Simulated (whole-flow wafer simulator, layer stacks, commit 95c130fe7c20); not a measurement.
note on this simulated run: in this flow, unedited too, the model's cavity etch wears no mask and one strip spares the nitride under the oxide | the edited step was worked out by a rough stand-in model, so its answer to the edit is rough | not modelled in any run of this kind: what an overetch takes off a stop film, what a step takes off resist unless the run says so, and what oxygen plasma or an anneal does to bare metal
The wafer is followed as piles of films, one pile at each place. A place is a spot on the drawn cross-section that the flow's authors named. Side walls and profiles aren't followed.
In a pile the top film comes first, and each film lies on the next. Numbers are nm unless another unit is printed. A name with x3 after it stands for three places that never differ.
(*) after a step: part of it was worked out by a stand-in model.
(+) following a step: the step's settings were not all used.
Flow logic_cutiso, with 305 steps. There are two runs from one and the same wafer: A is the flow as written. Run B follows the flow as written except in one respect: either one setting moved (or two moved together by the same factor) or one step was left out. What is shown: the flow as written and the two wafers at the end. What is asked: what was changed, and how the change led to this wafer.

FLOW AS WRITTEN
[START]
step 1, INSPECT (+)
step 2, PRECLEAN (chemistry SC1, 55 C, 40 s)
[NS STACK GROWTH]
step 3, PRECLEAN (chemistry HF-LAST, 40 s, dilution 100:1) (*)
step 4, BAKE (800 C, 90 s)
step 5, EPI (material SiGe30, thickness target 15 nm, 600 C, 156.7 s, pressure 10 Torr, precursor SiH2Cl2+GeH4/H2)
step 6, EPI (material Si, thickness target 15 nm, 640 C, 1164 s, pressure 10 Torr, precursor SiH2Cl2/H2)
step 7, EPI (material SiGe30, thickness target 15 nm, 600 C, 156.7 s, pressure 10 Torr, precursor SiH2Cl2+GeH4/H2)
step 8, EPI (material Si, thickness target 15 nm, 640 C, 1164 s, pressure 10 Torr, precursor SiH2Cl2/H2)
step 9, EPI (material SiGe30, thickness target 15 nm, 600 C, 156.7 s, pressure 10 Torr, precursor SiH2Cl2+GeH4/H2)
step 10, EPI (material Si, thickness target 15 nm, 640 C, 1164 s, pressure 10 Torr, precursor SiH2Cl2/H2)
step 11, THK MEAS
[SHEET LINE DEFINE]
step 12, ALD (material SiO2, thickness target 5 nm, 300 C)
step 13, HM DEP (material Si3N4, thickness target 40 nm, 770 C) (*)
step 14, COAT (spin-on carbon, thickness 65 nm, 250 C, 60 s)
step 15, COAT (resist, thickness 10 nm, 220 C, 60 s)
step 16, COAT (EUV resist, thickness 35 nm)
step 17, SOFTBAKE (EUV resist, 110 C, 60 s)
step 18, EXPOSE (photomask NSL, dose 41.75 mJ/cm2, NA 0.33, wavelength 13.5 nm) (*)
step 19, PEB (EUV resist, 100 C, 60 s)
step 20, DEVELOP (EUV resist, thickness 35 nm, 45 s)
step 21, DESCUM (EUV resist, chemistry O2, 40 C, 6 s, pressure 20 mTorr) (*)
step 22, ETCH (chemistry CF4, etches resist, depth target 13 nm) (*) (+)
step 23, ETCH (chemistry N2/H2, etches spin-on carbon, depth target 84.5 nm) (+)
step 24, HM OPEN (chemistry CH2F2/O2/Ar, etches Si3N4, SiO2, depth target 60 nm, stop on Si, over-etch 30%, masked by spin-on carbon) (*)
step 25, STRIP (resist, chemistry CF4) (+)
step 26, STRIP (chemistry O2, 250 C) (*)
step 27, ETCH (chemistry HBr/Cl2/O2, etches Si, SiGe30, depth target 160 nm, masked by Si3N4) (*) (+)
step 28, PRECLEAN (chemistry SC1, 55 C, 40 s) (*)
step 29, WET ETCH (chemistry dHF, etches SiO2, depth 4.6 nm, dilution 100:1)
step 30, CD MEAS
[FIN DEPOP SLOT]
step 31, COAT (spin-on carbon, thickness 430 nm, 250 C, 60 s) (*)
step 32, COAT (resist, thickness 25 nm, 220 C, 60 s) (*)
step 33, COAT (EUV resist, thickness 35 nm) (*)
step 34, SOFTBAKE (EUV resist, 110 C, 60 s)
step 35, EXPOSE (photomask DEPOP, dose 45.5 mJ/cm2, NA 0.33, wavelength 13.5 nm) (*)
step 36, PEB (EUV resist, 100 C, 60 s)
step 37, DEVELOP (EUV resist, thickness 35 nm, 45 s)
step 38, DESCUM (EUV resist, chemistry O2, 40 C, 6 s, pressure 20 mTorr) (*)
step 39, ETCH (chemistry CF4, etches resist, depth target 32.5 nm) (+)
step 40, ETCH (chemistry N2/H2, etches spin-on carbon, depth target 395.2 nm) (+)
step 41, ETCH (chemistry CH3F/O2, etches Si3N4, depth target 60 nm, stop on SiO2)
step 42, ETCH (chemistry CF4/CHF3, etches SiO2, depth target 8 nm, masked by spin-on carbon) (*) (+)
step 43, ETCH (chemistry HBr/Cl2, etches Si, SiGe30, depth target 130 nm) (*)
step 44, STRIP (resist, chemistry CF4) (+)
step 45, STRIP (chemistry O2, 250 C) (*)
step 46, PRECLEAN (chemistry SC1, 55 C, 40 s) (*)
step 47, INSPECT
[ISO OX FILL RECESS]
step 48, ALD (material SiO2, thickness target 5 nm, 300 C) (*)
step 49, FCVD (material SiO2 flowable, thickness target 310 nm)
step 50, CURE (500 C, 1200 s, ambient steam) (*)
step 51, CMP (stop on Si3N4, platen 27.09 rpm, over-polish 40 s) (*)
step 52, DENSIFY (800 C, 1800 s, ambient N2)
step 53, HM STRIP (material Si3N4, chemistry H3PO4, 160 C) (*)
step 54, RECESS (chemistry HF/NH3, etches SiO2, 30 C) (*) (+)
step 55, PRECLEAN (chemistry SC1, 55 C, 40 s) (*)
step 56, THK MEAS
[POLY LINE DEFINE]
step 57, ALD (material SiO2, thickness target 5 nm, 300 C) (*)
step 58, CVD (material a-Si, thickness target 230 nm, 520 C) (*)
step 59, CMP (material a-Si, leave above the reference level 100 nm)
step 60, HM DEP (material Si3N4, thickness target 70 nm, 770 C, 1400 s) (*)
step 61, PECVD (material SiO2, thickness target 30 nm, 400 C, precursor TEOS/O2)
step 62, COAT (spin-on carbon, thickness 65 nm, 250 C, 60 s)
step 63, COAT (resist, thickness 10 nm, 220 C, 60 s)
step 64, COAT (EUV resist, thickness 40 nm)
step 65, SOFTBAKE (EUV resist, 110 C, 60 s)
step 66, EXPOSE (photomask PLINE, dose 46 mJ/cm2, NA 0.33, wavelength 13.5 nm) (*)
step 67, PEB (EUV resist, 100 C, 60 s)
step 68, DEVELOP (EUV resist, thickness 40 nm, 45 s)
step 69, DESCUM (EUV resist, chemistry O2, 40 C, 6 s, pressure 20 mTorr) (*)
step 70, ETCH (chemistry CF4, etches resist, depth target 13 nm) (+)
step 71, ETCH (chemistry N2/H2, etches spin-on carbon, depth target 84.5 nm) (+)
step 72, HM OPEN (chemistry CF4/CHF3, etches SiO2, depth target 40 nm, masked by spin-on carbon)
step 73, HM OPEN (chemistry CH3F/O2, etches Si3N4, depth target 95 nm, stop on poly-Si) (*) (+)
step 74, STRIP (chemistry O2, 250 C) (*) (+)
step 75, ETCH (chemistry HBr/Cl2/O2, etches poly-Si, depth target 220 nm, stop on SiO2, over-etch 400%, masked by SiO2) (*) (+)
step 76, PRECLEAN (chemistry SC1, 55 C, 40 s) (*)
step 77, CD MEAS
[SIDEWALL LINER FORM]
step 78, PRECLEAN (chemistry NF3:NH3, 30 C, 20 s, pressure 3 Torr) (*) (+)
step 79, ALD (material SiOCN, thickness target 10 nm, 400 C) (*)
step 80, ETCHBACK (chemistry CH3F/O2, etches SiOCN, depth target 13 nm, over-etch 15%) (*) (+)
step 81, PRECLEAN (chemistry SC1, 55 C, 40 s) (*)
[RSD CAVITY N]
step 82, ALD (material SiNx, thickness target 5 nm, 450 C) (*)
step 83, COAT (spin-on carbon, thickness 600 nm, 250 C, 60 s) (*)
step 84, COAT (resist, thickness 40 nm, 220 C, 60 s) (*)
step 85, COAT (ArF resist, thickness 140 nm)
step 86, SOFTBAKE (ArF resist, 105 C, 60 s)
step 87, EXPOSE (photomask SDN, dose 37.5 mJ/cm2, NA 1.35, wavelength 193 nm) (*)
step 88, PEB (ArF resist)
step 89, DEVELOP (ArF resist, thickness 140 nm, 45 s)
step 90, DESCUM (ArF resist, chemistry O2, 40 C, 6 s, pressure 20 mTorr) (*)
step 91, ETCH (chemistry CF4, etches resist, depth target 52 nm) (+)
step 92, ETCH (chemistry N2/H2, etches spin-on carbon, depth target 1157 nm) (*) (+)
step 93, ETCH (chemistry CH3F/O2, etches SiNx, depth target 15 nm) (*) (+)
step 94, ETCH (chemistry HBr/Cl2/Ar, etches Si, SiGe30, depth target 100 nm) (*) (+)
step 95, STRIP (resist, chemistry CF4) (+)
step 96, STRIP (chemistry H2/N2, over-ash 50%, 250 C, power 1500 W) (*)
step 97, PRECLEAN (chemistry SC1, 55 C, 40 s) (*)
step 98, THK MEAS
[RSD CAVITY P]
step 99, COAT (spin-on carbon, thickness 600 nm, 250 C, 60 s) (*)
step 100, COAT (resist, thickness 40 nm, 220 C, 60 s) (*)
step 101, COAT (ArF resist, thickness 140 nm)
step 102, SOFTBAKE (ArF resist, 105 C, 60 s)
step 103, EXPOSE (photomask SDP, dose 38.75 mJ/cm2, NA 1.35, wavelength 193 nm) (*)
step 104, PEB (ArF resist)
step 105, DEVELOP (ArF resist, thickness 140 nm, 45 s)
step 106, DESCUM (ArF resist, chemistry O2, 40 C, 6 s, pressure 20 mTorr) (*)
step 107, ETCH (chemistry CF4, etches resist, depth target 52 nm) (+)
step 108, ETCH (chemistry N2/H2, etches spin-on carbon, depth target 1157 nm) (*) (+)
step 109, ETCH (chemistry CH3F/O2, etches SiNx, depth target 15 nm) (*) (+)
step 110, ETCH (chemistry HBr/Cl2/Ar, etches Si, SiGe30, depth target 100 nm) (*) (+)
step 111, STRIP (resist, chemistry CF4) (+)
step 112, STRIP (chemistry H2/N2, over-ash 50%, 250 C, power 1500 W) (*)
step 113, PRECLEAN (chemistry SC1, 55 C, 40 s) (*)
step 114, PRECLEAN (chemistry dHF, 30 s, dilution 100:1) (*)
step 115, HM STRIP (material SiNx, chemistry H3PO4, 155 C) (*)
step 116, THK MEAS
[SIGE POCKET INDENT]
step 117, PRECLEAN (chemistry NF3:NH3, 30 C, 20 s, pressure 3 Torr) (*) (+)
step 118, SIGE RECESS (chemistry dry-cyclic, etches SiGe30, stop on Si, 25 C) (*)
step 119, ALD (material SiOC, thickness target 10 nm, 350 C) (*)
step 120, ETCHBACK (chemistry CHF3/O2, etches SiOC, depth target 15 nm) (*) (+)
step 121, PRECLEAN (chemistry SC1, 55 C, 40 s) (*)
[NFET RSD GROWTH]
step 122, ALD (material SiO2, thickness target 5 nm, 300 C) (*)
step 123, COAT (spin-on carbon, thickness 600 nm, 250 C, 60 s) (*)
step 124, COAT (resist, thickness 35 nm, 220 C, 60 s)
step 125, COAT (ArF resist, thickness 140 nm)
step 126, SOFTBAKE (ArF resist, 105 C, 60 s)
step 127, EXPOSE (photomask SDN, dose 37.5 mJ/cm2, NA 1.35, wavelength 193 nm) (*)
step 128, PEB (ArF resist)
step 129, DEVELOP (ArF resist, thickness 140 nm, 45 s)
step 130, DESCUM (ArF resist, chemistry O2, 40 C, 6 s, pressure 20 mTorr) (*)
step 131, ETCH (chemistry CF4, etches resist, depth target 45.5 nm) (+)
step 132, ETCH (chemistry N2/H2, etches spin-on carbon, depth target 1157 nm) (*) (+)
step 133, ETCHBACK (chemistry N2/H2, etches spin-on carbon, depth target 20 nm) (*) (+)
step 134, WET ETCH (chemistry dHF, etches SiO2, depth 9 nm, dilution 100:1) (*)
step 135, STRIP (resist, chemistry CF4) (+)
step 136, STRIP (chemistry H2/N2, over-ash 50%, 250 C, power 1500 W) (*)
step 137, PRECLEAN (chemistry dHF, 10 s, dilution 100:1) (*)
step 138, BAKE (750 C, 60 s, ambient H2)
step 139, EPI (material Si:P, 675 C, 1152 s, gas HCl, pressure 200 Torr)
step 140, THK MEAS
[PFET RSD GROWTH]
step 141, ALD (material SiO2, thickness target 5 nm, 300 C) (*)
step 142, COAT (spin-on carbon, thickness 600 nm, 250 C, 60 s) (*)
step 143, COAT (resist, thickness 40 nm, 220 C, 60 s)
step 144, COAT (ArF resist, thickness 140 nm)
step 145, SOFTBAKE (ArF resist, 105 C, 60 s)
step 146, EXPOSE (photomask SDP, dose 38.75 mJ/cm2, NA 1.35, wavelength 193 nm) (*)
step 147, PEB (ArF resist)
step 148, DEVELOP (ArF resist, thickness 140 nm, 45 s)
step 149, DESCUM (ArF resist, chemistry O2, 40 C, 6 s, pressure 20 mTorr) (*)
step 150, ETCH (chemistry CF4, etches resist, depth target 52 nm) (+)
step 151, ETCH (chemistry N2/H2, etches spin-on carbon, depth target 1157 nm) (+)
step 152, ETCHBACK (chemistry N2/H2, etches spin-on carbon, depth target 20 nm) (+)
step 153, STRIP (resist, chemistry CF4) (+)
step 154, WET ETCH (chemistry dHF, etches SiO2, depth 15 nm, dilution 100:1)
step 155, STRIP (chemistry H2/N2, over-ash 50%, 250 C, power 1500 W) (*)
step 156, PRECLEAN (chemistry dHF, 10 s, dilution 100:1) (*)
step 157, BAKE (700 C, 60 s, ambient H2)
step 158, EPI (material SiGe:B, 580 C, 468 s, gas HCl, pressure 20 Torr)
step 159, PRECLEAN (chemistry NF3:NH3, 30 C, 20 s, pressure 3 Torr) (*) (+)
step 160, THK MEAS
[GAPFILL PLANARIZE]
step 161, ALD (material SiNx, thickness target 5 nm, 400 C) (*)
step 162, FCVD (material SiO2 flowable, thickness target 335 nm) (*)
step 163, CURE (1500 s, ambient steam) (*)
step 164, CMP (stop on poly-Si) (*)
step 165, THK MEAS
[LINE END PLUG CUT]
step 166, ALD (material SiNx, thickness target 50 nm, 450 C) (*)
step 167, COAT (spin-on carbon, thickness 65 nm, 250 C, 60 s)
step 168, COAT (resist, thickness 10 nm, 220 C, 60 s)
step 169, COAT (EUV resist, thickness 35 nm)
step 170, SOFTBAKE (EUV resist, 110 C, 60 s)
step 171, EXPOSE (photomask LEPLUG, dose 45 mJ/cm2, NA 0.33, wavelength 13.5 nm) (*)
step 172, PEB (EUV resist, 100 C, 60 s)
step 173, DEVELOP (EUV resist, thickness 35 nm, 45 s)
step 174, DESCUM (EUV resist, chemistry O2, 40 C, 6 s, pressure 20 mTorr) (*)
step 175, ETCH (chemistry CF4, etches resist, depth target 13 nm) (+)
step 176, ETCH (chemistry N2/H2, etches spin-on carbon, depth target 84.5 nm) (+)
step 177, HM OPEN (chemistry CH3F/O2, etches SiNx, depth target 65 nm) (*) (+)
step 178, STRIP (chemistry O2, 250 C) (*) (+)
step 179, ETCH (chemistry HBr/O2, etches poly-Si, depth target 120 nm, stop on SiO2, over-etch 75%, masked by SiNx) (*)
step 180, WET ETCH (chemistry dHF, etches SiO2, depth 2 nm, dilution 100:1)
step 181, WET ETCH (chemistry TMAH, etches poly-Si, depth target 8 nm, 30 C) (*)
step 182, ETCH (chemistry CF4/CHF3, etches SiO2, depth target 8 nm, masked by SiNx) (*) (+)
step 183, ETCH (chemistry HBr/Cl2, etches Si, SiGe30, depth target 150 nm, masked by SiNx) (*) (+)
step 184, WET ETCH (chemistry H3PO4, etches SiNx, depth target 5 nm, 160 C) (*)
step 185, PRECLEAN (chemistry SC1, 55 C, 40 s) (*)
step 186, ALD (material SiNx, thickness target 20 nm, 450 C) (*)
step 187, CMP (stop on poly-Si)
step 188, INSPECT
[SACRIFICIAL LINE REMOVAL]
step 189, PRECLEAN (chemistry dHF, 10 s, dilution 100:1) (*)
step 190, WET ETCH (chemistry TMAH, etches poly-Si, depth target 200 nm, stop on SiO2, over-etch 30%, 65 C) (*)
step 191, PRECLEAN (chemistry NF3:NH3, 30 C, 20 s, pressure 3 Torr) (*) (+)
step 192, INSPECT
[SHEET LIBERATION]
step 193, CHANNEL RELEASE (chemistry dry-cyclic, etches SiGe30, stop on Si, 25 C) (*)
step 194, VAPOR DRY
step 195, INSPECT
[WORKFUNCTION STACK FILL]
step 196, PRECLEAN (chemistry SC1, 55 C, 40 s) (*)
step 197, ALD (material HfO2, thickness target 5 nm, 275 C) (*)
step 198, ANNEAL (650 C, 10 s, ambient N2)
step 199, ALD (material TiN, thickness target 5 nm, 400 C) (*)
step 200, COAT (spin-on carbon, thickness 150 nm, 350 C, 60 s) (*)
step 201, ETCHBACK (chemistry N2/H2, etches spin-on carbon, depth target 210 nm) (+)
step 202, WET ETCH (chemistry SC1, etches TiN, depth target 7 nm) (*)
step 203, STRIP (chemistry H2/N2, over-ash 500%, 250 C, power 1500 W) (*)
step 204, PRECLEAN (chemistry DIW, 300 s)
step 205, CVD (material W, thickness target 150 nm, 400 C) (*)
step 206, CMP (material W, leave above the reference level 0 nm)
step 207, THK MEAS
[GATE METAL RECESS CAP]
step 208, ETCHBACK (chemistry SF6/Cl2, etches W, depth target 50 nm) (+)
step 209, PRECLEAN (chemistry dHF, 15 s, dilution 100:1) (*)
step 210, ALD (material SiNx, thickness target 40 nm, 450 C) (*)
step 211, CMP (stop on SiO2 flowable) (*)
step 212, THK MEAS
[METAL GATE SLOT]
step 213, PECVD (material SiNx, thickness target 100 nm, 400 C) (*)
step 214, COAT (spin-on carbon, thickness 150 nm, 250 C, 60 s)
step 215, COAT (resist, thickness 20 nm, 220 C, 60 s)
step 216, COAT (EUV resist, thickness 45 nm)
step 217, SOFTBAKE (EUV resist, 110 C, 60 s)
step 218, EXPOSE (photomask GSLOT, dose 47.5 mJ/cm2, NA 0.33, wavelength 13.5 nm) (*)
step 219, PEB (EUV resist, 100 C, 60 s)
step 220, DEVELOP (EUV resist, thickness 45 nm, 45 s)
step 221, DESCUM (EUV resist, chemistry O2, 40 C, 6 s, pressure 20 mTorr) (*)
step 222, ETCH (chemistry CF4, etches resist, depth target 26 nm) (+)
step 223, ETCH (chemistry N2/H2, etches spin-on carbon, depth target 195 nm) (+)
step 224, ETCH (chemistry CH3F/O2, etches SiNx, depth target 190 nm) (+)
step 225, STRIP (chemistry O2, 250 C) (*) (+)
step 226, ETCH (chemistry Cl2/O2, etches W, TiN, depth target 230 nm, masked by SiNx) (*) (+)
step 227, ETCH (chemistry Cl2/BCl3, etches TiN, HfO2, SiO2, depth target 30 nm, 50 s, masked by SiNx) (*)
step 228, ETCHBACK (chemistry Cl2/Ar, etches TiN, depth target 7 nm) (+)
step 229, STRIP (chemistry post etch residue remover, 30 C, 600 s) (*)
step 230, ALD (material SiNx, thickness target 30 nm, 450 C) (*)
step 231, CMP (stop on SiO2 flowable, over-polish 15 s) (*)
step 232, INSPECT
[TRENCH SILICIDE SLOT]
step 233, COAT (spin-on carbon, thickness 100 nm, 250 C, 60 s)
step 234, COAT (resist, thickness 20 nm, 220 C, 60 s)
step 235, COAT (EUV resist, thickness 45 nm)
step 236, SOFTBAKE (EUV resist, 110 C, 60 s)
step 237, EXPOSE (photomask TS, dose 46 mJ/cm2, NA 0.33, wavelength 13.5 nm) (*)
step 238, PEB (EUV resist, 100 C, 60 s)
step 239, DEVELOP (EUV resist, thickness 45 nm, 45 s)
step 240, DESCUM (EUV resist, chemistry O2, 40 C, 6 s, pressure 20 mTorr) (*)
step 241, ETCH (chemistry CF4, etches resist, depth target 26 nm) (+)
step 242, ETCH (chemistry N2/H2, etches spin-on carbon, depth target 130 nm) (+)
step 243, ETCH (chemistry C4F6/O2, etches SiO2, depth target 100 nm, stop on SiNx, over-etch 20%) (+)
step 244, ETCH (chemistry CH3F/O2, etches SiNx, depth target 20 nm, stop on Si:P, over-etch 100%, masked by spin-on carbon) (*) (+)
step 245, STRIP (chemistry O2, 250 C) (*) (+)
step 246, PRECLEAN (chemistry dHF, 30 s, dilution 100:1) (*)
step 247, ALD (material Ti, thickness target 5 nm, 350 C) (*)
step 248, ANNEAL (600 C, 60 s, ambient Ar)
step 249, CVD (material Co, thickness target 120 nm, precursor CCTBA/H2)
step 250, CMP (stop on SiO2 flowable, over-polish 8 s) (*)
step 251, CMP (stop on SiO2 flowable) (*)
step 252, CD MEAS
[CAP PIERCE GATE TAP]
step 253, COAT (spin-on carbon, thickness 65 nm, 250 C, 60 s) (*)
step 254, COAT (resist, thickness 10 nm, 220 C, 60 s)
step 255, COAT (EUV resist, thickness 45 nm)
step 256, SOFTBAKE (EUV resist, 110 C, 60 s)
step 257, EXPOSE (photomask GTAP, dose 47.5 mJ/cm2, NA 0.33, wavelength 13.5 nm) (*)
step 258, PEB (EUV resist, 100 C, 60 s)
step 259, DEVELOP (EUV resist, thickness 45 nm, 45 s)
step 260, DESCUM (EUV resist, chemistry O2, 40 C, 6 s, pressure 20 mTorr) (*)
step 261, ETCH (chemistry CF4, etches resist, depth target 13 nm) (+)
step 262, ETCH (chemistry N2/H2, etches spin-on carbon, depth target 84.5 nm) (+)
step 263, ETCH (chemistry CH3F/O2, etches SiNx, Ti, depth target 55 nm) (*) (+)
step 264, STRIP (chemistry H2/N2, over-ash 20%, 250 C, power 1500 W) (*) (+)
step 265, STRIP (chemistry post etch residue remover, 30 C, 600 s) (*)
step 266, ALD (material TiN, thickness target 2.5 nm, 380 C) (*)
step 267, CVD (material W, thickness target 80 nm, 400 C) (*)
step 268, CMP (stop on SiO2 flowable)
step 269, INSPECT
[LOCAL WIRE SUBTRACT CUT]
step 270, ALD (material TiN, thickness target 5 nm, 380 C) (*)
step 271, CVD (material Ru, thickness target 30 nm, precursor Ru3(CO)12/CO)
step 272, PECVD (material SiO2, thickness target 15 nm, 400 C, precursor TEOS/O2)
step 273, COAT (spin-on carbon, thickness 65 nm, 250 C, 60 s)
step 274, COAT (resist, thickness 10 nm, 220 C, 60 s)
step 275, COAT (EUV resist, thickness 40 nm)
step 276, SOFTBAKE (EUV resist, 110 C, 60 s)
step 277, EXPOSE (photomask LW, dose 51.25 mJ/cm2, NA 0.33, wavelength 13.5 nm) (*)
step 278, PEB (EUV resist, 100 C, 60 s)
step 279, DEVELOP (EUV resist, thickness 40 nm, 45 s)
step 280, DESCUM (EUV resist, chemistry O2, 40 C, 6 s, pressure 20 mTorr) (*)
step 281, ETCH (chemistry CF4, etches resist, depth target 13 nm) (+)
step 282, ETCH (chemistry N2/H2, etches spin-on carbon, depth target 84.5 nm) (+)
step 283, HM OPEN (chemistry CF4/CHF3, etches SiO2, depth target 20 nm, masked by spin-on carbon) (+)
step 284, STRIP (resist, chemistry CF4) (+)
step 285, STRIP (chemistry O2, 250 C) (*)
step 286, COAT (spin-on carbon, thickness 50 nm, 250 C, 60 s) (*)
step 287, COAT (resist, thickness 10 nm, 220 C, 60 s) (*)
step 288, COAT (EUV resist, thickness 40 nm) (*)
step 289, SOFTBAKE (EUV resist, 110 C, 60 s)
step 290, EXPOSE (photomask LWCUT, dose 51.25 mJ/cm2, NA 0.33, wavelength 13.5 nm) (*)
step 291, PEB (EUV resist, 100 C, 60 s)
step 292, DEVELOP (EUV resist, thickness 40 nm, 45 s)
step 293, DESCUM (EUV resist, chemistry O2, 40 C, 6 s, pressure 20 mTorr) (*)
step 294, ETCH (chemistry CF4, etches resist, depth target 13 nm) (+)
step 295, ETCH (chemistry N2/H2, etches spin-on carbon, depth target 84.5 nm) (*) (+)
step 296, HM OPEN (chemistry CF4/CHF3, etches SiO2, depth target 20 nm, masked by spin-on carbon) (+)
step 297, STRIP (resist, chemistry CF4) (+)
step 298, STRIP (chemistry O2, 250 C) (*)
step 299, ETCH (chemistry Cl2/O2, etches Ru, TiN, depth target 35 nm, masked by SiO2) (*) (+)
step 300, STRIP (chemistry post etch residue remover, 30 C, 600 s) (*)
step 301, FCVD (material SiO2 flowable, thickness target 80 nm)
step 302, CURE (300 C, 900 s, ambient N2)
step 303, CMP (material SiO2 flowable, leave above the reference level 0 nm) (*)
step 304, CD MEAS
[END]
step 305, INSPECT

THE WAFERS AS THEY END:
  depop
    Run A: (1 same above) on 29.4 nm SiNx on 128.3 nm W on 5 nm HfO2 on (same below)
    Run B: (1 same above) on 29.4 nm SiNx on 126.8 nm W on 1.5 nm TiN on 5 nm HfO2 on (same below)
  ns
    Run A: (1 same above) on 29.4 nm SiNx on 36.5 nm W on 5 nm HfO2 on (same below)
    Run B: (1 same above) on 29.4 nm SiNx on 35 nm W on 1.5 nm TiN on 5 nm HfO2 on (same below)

The reason: step 202, WET ETCH: depth target 3.5 nm was run, whereas the flow has depth target 7 nm.

The path from the change to this, step by step:
  step 202, WET ETCH (chemistry SC1, etches TiN, depth target 7 nm) (*)
      depop, dpovl, iso and 12 more: A TiN loses 5 (all of it) | B TiN loses 3.5
  step 206, CMP (material W, leave above the reference level 0 nm)
      lnr, lnri, lnrp, lnrt: A W loses 150 (all of it), HfO2 loses 5 (all of it), SiOCN loses 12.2 | B W loses 150 (all of it), TiN loses 1.5 (all of it), HfO2 loses 5 (all of it), SiOCN loses 12.2
      rsdn, rsdp, rsdw, rsdx: A W loses 162.2 (all of it), HfO2 loses 5 (all of it) | B W loses 162.2 (all of it), TiN loses 1.5 (all of it), HfO2 loses 5 (all of it)
      (as well as at 2 more places)
